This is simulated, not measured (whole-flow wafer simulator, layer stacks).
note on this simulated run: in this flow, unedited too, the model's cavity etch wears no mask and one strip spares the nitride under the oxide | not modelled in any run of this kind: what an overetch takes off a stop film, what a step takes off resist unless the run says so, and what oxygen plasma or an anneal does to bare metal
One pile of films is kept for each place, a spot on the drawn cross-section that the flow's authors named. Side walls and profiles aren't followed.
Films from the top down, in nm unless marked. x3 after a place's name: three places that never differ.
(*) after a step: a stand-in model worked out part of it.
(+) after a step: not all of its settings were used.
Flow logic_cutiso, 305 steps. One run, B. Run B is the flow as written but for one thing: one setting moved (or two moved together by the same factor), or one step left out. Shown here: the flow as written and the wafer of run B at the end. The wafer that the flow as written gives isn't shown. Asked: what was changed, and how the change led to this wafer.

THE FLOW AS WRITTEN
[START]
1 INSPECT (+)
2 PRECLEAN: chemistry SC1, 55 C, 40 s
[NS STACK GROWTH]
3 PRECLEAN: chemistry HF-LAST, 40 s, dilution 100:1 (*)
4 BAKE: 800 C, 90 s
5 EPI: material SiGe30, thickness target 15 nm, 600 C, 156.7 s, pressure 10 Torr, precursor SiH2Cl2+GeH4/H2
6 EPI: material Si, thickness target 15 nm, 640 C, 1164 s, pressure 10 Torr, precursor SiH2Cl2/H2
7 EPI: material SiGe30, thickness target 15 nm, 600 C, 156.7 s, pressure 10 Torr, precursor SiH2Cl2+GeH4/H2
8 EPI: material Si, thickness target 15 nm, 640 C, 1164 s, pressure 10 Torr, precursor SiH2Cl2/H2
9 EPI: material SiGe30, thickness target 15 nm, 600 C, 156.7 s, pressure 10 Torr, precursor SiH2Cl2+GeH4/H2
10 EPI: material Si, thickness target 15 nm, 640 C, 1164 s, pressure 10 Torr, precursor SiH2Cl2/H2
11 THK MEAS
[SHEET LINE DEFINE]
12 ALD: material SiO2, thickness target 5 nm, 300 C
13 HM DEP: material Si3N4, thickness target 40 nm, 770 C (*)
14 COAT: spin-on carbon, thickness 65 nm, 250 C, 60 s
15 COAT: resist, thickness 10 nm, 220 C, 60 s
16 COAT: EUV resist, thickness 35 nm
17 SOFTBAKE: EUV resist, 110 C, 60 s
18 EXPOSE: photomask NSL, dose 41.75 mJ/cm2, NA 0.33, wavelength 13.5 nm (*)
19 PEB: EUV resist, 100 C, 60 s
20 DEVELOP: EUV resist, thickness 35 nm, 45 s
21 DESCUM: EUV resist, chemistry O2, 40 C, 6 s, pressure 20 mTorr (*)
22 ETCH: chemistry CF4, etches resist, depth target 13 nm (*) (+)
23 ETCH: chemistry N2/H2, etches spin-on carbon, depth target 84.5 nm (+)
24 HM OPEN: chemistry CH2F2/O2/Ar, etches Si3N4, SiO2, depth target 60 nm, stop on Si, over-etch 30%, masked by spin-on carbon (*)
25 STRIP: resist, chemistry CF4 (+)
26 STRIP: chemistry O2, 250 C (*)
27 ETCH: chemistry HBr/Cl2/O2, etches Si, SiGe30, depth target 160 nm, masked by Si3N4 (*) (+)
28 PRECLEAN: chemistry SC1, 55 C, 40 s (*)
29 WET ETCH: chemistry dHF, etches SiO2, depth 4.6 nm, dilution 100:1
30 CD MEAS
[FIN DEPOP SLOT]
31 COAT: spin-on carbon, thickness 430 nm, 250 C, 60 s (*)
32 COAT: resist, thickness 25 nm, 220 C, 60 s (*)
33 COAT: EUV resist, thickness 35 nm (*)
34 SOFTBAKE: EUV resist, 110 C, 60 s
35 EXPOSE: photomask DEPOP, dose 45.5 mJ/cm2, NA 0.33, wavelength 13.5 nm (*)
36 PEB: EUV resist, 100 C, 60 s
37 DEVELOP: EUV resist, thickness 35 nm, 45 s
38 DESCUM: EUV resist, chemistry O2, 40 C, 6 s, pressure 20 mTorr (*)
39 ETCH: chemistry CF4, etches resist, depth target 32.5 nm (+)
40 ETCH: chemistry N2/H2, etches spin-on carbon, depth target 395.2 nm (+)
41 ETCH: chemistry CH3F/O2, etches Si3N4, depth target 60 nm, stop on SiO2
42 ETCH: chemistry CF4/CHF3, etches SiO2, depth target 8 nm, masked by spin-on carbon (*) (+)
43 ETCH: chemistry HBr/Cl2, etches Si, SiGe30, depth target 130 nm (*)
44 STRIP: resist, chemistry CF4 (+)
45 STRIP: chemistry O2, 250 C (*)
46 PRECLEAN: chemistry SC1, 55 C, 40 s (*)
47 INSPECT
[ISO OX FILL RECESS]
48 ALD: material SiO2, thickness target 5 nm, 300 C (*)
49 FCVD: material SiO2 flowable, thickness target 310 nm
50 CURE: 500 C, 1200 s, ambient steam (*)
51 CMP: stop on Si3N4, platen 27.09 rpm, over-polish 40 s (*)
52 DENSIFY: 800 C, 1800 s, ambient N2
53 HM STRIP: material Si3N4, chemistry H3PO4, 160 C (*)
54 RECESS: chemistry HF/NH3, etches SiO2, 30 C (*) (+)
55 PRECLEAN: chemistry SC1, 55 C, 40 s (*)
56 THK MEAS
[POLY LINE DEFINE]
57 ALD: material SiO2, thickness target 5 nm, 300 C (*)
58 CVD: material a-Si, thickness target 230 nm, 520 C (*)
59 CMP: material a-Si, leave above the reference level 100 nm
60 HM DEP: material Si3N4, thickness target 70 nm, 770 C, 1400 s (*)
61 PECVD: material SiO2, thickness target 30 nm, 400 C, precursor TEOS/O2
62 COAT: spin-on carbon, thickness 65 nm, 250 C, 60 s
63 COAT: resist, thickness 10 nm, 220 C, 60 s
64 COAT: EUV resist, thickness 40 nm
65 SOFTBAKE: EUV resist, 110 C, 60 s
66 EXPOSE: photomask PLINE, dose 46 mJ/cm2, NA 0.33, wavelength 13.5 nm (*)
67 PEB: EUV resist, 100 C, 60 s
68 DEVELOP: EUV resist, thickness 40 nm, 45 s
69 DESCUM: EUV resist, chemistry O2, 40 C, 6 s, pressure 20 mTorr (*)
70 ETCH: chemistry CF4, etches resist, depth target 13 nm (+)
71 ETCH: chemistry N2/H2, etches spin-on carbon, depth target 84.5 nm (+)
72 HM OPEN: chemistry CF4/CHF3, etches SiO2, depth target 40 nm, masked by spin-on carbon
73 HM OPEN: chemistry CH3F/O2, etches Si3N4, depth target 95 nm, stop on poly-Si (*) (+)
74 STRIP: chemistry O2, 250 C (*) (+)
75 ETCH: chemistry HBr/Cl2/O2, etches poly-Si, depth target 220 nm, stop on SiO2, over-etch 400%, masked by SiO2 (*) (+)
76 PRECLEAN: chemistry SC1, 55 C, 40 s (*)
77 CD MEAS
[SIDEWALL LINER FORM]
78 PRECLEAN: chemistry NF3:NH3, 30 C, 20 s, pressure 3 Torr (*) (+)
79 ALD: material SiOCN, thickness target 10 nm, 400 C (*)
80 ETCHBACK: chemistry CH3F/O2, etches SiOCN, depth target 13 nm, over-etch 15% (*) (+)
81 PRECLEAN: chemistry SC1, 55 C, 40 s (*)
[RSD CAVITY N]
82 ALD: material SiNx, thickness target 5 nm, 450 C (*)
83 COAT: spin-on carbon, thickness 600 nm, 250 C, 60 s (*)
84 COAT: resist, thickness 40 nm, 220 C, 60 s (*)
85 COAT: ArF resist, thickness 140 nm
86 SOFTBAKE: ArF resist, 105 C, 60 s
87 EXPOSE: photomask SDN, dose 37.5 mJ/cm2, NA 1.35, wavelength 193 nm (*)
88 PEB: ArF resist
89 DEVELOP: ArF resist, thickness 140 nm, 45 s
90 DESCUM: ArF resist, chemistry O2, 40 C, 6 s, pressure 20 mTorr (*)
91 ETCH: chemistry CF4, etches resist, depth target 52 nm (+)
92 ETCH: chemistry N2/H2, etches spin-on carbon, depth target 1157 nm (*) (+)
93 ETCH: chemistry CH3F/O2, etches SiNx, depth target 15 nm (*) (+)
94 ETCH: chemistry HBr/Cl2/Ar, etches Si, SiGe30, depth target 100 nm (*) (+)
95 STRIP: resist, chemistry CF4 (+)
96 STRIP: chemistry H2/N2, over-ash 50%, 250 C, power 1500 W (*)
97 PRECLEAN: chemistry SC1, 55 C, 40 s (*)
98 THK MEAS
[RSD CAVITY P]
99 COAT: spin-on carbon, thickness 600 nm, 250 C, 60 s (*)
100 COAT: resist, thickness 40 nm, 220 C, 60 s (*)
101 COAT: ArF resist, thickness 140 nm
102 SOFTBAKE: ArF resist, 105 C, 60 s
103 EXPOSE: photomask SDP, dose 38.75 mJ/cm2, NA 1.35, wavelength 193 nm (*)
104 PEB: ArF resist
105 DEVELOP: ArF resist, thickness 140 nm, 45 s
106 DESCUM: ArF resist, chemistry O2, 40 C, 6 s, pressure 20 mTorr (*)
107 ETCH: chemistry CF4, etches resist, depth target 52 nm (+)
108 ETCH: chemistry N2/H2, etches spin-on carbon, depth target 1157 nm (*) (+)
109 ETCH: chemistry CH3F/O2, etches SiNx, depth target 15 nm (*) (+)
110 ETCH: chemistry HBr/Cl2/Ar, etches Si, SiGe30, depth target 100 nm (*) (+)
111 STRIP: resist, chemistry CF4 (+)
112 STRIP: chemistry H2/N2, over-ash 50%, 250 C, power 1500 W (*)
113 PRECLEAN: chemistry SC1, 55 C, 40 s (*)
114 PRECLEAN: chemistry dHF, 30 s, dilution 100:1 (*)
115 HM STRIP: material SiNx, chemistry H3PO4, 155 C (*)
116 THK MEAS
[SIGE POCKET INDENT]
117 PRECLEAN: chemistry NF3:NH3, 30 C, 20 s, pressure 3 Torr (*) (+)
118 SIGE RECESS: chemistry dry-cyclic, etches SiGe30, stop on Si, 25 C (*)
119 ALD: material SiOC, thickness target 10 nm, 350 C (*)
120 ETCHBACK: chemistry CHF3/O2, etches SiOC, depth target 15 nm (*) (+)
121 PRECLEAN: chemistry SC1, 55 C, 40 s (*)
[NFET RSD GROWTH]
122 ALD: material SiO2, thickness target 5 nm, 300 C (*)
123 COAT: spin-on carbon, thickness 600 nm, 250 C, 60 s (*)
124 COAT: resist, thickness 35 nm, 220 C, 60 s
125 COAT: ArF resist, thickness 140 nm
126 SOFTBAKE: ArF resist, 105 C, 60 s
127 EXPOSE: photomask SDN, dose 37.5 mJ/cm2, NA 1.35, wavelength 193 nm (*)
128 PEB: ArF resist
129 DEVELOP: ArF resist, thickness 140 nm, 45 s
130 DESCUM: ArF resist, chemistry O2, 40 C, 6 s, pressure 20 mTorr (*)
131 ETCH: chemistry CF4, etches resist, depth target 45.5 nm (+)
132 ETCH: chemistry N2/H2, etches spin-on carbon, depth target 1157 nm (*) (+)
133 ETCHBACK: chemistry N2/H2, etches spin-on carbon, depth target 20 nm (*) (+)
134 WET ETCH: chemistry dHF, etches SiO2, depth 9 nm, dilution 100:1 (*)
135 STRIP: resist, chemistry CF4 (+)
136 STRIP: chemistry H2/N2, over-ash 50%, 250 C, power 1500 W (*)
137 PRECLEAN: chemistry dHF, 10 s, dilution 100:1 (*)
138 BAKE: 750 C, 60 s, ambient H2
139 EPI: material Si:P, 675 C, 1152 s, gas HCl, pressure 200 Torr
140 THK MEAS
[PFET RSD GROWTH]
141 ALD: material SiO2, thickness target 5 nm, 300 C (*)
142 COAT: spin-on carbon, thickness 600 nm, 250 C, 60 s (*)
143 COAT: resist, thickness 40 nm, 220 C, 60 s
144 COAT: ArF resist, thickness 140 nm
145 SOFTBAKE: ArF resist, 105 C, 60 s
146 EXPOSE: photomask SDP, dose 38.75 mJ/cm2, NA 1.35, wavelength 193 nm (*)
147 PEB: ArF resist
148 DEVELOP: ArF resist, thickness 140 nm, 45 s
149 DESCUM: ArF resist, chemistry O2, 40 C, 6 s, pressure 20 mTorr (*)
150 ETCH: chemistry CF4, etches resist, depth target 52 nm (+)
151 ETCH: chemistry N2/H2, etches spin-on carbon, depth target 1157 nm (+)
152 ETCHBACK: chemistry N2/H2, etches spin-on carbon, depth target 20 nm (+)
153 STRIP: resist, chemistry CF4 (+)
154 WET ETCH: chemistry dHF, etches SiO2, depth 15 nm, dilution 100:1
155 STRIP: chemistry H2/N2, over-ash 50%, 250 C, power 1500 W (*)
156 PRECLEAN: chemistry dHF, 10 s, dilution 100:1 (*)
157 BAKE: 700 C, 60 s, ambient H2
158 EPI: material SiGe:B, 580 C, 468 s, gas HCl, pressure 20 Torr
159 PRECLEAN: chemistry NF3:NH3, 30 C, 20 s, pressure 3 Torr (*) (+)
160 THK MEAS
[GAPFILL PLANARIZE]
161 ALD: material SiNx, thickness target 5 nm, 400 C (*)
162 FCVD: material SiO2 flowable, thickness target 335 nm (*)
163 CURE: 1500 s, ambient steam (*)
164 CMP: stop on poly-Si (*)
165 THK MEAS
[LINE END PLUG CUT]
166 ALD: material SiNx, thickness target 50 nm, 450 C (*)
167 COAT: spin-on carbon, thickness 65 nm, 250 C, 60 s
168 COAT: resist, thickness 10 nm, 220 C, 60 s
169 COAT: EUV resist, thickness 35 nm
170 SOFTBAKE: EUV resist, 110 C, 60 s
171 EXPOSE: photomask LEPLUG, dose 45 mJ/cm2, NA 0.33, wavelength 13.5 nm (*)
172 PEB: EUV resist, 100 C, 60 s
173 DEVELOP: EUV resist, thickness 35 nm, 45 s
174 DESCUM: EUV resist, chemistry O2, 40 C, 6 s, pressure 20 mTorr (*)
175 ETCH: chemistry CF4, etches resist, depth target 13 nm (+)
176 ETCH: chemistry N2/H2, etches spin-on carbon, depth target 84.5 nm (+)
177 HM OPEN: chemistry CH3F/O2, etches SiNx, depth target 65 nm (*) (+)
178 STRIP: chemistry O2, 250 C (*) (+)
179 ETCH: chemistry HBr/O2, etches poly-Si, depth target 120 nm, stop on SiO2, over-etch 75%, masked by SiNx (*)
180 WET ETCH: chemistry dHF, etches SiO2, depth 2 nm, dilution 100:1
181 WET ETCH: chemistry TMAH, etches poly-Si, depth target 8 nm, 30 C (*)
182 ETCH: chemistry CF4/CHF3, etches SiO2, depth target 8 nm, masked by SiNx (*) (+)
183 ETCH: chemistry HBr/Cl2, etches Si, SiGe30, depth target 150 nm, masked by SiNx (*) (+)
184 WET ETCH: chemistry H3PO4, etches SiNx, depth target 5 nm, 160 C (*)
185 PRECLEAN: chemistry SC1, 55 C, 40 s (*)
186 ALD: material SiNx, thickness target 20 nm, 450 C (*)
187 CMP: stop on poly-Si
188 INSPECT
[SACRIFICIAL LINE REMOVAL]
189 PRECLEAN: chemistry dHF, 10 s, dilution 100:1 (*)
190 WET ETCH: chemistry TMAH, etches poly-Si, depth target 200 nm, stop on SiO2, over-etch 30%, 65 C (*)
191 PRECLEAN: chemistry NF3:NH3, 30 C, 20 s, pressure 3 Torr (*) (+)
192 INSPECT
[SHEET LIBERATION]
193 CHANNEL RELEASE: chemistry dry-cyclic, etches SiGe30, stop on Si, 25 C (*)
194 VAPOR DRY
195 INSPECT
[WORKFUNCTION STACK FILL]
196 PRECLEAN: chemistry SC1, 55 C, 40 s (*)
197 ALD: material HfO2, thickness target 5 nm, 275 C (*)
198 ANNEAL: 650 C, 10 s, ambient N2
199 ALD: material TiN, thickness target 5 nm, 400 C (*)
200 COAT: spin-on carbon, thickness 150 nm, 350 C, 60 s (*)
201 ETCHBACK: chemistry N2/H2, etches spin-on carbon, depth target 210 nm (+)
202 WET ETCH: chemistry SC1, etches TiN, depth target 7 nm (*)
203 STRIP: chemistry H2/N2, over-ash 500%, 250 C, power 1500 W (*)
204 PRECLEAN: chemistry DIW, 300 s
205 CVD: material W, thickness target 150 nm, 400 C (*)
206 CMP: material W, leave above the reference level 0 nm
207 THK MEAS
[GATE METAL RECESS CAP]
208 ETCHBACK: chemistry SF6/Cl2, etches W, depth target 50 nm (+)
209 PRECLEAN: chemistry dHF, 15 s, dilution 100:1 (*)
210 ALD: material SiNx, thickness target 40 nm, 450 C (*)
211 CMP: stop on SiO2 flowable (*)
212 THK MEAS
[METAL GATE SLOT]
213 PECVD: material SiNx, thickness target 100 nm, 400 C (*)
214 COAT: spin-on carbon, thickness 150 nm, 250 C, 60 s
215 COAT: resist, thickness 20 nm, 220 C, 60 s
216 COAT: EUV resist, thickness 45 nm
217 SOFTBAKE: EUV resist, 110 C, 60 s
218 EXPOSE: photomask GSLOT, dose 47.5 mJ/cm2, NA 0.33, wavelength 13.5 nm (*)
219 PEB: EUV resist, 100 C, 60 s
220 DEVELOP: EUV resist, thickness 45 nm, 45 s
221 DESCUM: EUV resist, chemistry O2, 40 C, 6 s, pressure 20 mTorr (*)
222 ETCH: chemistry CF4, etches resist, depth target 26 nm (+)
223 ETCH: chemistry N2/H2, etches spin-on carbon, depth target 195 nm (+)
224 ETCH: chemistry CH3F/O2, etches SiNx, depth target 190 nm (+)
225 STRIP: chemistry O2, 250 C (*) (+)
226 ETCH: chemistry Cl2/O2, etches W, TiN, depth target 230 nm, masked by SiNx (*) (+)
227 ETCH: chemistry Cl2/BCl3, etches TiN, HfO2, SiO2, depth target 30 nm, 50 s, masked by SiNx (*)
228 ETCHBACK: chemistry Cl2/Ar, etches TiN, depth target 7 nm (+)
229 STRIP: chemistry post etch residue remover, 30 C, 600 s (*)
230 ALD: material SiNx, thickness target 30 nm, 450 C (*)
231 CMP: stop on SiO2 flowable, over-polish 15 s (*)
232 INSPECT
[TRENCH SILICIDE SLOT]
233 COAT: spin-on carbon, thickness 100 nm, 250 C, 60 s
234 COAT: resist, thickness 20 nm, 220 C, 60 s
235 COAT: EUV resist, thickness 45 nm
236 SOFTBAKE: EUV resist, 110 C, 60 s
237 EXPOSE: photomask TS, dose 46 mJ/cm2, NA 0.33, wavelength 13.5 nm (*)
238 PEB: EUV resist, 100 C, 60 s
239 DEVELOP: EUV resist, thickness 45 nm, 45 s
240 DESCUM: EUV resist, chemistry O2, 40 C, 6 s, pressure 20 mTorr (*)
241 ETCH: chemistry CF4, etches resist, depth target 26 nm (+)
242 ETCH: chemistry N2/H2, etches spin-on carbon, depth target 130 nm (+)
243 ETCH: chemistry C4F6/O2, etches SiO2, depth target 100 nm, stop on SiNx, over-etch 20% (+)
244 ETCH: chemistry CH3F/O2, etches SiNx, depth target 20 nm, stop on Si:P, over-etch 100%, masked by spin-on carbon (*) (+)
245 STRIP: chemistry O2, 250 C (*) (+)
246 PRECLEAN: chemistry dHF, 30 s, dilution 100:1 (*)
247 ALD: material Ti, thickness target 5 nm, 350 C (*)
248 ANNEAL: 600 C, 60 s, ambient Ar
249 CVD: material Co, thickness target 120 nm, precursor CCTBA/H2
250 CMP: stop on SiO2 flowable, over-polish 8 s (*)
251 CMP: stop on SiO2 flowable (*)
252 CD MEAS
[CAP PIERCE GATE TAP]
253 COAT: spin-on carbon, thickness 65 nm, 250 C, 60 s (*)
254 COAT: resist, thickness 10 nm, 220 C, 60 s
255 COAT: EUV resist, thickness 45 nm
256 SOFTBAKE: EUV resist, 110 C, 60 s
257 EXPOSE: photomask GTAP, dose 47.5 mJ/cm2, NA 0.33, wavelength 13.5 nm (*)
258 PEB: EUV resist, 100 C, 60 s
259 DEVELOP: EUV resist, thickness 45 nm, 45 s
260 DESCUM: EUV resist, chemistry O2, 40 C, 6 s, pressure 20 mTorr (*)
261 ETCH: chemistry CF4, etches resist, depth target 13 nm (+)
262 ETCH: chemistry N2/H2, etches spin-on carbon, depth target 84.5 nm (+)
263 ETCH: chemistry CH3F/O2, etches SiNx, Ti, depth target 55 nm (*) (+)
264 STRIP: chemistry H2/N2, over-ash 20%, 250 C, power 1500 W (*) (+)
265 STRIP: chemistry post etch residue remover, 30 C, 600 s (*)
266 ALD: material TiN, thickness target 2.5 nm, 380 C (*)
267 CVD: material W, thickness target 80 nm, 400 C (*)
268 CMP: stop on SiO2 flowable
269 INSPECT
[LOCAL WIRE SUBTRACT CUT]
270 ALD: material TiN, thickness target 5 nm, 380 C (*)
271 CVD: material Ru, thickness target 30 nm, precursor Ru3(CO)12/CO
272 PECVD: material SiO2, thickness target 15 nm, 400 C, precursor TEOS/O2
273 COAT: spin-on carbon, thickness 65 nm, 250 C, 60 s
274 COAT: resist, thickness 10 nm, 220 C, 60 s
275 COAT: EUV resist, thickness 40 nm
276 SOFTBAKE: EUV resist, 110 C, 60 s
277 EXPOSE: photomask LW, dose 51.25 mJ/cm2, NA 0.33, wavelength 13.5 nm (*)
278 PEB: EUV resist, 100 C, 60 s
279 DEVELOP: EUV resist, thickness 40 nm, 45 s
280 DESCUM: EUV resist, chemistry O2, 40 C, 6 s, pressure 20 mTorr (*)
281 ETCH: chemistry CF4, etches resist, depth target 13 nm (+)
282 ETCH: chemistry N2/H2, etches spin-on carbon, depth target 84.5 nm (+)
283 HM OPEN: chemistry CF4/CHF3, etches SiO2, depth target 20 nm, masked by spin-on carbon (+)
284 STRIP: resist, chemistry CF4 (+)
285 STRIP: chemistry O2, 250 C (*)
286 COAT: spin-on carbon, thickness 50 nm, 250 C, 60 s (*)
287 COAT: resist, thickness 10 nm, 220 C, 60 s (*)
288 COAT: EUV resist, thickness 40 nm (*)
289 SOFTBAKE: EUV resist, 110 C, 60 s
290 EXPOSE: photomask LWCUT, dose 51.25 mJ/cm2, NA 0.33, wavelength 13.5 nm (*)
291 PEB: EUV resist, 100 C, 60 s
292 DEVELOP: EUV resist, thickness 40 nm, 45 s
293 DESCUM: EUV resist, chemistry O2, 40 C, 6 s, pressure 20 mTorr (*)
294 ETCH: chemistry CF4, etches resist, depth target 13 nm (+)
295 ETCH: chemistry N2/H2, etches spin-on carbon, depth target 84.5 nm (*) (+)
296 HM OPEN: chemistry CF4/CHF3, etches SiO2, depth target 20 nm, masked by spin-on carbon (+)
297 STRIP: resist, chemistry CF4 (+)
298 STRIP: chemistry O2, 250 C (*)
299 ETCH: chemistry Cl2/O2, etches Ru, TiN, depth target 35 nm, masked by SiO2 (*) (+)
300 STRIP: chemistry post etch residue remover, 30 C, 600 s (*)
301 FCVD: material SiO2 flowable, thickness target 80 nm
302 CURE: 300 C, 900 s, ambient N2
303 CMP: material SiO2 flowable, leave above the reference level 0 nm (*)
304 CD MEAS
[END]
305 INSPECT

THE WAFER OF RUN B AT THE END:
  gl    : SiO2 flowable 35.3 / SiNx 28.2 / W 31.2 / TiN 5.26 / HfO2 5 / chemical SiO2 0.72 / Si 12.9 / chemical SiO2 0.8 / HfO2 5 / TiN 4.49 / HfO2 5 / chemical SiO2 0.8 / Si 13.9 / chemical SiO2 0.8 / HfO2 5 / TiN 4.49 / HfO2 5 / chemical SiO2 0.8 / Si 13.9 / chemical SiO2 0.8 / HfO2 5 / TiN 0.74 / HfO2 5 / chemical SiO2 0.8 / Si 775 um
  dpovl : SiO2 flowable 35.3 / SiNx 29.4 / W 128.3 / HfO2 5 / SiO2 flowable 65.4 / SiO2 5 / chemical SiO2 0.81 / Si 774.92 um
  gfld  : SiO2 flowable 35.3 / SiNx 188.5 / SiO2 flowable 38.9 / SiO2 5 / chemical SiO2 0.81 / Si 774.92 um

The cause: step 5, EPI: thickness target 11.2 nm was run, where the flow has thickness target 15 nm; step 5, EPI: 117.5 s was run, where the flow has 156.7 s.

How the change led to this, step by step:
  5 EPI: material SiGe30, thickness target 15 nm, 600 C, 156.7 s, pressure 10 Torr, precursor SiH2Cl2+GeH4/H2
      depop, dpovl, gfld and 19 more: SiGe30 +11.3 (new film) (as written it would be: SiGe30 +15 (new film))
  27 ETCH: chemistry HBr/Cl2/O2, etches Si, SiGe30, depth target 160 nm, masked by Si3N4 (*) (+)
      gfld, gxf, iso, lnri: chemical SiO2 -0.79 (all of it), Si -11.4 (all of it), SiGe30 -15 (all of it), Si -15 (all of it), SiGe30 -15 (all of it), Si -15 (all of it), SiGe30 -11.3 (all of it), Si -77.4 (as written it would be: chemical SiO2 -0.79 (all of it), Si -11.4 (all of it), SiGe30 -15 (all of it), Si -15 (all of it), SiGe30 -15 (all of it), Si -15 (all of it), SiGe30 -15 (all of it), Si -73.6)
      dpovl, nsgap: chemical SiO2 -0.79 (all of it), Si -11.8 (all of it), SiGe30 -15 (all of it), Si -15 (all of it), SiGe30 -15 (all of it), Si -15 (all of it), SiGe30 -11.3 (all of it), Si -77 (as written it would be: chemical SiO2 -0.79 (all of it), Si -11.8 (all of it), SiGe30 -15 (all of it), Si -15 (all of it), SiGe30 -15 (all of it), Si -15 (all of it), SiGe30 -15 (all of it), Si -73.2)
      (and at 1 more place)
  43 ETCH: chemistry HBr/Cl2, etches Si, SiGe30, depth target 130 nm (*)
      depop: Si -14 (all of it), SiGe30 -15 (all of it), Si -15 (all of it), SiGe30 -15 (all of it), Si -15 (all of it), SiGe30 -11.3 (all of it), Si -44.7 (as written it would be: Si -14 (all of it), SiGe30 -15 (all of it), Si -15 (all of it), SiGe30 -15 (all of it), Si -15 (all of it), SiGe30 -15 (all of it), Si -41)
  94 ETCH: chemistry HBr/Cl2/Ar, etches Si, SiGe30, depth target 100 nm (*) (+)
      rsdn, rsdx: chemical SiO2 -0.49 (all of it), Si -12.8 (all of it), SiGe30 -15 (all of it), Si -15 (all of it), SiGe30 -15 (all of it), Si -15 (all of it), SiGe30 -11.3 (all of it), Si -15.9 (as written it would be: chemical SiO2 -0.49 (all of it), Si -12.8 (all of it), SiGe30 -15 (all of it), Si -15 (all of it), SiGe30 -15 (all of it), Si -15 (all of it), SiGe30 -15 (all of it), Si -12.2)
  110 ETCH: chemistry HBr/Cl2/Ar, etches Si, SiGe30, depth target 100 nm (*) (+)
      rsdp, rsdw: chemical SiO2 -0.49 (all of it), Si -12.8 (all of it), SiGe30 -15 (all of it), Si -15 (all of it), SiGe30 -15 (all of it), Si -15 (all of it), SiGe30 -11.3 (all of it), Si -15.9 (as written it would be: chemical SiO2 -0.49 (all of it), Si -12.8 (all of it), SiGe30 -15 (all of it), Si -15 (all of it), SiGe30 -15 (all of it), Si -15 (all of it), SiGe30 -15 (all of it), Si -12.2)
  118 SIGE RECESS: chemistry dry-cyclic, etches SiGe30, stop on Si, 25 C (*)
      lnr, lnrp, lnrt: SiOCN -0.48, Si -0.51, cavity +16 (new film), SiGe30 -15 (all of it), Si -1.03, cavity +16 (new film), SiGe30 -15 (all of it), Si -1.03, cavity +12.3 (new film), SiGe30 -11.3 (all of it), Si -0.51 (as written it would be: SiOCN -0.48, Si -0.51, cavity +16 (new film), SiGe30 -15 (all of it), Si -1.03, cavity +16 (new film), SiGe30 -15 (all of it), Si -1.03, cavity +16 (new film), SiGe30 -15 (all of it), Si -0.51)
  119 ALD: material SiOC, thickness target 10 nm, 350 C (*)
      lnr, lnrp, lnrt: SiOC +10 (new film), SiOC +16 (new film), cavity -16 (all of it), SiOC +16 (new film), cavity -16 (all of it), SiOC +12.3 (new film), cavity -12.3 (all of it) (as written it would be: SiOC +10 (new film), SiOC +16 (new film), cavity -16 (all of it), SiOC +16 (new film), cavity -16 (all of it), SiOC +16 (new film), cavity -16 (all of it))
  183 ETCH: chemistry HBr/Cl2, etches Si, SiGe30, depth target 150 nm, masked by SiNx (*) (+)
      plug: Si -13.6 (all of it), SiGe30 -15 (all of it), Si -15 (all of it), SiGe30 -15 (all of it), Si -15 (all of it), SiGe30 -11.3 (all of it), Si -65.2 (as written it would be: Si -13.6 (all of it), SiGe30 -15 (all of it), Si -15 (all of it), SiGe30 -15 (all of it), Si -15 (all of it), SiGe30 -15 (all of it), Si -61.4)
  193 CHANNEL RELEASE: chemistry dry-cyclic, etches SiGe30, stop on Si, 25 C (*)
      gl, glp, gxn, gxp, ns, tap: chemical SiO2 +0.8 (new film), Si -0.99, chemical SiO2 +0.8 (new film), cavity +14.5 (new film), chemical SiO2 +0.8 (new film), SiGe30 -15 (all of it), Si -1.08, chemical SiO2 +0.8 (new film), cavity +14.5 (new film), chemical SiO2 +0.8 (new film), SiGe30 -15 (all of it), Si -1.08, chemical SiO2 +0.8 (new film), cavity +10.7 (new film), chemical SiO2 +0.8 (new film), SiGe30 -11.3 (all of it), Si -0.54 (as written it would be: chemical SiO2 +0.8 (new film), Si -0.99, chemical SiO2 +0.8 (new film), cavity +14.5 (new film), chemical SiO2 +0.8 (new film), SiGe30 -15 (all of it), Si -1.08, chemical SiO2 +0.8 (new film), cavity +14.5 (new film), chemical SiO2 +0.8 (new film), SiGe30 -15 (all of it), Si -1.08, chemical SiO2 +0.8 (new film), cavity +14.5 (new film), chemical SiO2 +0.8 (new film), SiGe30 -15 (all of it), Si -0.54)
  199 ALD: material TiN, thickness target 5 nm, 400 C (*)
      gl, glp, tap: TiN +5.26 (new film), TiN +4.49 (new film), cavity -4.49 (all of it), TiN +4.49 (new film), cavity -4.49 (all of it), TiN +0.74 (new film), cavity -0.74 (all of it) (as written it would be: TiN +5.26 (new film), TiN +4.49 (new film), cavity -4.49 (all of it), TiN +4.49 (new film), cavity -4.49 (all of it), TiN +4.49 (new film), cavity -4.49 (all of it))
      gxn, gxp, ns: TiN +5 (new film), TiN +4.49 (new film), cavity -4.49 (all of it), TiN +4.49 (new film), cavity -4.49 (all of it), TiN +0.74 (new film), cavity -0.74 (all of it) (as written it would be: TiN +5 (new film), TiN +4.49 (new film), cavity -4.49 (all of it), TiN +4.49 (new film), cavity -4.49 (all of it), TiN +4.49 (new film), cavity -4.49 (all of it))
